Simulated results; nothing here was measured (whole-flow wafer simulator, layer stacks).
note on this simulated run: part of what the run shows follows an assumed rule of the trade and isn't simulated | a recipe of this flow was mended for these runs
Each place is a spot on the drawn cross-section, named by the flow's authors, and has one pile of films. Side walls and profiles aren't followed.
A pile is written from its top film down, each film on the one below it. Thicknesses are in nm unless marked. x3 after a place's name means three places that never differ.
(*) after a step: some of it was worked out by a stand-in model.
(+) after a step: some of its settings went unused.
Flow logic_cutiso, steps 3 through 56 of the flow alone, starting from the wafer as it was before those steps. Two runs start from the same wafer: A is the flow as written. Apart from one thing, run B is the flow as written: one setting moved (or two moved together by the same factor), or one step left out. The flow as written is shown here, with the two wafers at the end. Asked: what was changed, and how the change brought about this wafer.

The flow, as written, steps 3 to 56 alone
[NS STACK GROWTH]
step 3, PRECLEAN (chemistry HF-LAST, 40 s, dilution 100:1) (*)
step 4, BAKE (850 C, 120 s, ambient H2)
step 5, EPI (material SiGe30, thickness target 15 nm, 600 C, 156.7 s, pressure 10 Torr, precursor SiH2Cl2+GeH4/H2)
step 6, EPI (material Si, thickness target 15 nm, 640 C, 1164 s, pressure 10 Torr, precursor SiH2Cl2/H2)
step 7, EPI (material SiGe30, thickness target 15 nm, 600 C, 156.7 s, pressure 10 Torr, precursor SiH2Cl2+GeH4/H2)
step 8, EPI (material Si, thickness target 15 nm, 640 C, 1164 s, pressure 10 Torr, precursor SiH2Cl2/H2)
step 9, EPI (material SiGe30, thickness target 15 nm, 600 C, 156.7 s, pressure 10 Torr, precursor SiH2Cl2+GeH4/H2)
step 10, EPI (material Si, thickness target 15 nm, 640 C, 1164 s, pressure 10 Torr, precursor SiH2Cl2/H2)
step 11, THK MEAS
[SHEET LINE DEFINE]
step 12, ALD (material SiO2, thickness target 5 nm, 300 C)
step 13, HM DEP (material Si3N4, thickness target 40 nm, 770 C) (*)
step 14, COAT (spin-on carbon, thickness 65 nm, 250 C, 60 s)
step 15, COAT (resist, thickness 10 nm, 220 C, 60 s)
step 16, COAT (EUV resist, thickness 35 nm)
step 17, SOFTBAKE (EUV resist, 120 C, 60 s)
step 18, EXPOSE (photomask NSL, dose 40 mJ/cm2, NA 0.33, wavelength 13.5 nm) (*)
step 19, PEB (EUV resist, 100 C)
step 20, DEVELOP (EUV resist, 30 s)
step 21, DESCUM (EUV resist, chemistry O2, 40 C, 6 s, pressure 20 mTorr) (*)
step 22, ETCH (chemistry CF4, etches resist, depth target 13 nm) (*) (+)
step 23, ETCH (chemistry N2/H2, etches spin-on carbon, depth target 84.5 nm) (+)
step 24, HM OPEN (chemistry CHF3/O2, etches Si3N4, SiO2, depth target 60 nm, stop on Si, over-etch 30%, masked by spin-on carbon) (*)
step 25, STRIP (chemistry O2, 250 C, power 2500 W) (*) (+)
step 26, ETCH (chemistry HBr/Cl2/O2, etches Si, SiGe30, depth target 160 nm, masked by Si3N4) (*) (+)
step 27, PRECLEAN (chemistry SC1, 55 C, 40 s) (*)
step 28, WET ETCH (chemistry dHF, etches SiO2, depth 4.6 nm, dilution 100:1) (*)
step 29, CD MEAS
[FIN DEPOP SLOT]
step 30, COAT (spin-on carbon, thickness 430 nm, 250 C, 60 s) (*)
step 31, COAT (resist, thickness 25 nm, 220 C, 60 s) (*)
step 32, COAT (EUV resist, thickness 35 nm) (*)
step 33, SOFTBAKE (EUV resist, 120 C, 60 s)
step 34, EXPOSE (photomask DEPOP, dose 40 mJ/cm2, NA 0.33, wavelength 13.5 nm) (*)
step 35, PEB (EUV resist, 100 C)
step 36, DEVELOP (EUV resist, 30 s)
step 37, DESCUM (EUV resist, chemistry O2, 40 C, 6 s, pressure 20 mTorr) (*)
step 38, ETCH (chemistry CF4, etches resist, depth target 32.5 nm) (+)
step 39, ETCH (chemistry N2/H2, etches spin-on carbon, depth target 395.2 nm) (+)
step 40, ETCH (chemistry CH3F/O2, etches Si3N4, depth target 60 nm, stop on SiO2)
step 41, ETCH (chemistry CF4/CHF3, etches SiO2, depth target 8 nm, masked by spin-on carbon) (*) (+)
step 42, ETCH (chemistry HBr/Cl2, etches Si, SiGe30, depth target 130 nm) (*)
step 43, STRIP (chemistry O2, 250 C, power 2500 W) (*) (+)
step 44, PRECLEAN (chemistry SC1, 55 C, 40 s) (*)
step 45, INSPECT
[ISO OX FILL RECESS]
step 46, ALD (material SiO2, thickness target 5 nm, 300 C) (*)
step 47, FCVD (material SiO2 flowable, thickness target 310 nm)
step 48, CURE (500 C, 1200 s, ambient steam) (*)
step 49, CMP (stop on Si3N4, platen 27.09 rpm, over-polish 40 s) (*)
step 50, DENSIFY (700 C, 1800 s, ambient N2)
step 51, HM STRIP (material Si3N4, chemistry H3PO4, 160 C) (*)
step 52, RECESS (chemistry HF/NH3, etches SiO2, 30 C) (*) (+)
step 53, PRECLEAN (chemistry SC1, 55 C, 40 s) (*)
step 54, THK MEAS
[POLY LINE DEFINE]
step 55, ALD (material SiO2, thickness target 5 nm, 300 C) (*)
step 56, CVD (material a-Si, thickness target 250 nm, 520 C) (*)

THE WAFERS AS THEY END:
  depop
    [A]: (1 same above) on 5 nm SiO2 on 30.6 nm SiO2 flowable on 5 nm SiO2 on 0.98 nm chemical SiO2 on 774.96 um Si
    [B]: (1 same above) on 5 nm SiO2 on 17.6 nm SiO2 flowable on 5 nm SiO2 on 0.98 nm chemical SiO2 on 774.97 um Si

The reason: step 42, ETCH: depth target 117 nm was run, whereas the flow has depth target 130 nm.

Step by step, how the change led to this:
  step 42, ETCH (chemistry HBr/Cl2, etches Si, SiGe30, depth target 130 nm) (*)
      dpovl, gfld, gl and 18 more: A spin-on carbon loses 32 | B spin-on carbon loses 29.4
      depop: A Si loses 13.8 (all of it), SiGe30 loses 15 (all of it), Si loses 15 (all of it), SiGe30 loses 15 (all of it), Si loses 15 (all of it), SiGe30 loses 15 (all of it), Si loses 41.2 | B Si loses 13.8 (all of it), SiGe30 loses 15 (all of it), Si loses 15 (all of it), SiGe30 loses 15 (all of it), Si loses 15 (all of it), SiGe30 loses 15 (all of it), Si loses 28.2
  step 43, STRIP (chemistry O2, 250 C, power 2500 W) (*) (+)
      dpovl: A chemical SiO2 gains 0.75 (new film), spin-on carbon loses 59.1 (all of it), Si loses 0.33 | B chemical SiO2 gains 0.75 (new film), spin-on carbon loses 61.7 (all of it), Si loses 0.33
  step 47, FCVD (material SiO2 flowable, thickness target 310 nm)
      depop: A SiO2 flowable gains 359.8 (new film) | B SiO2 flowable gains 348.1 (new film)
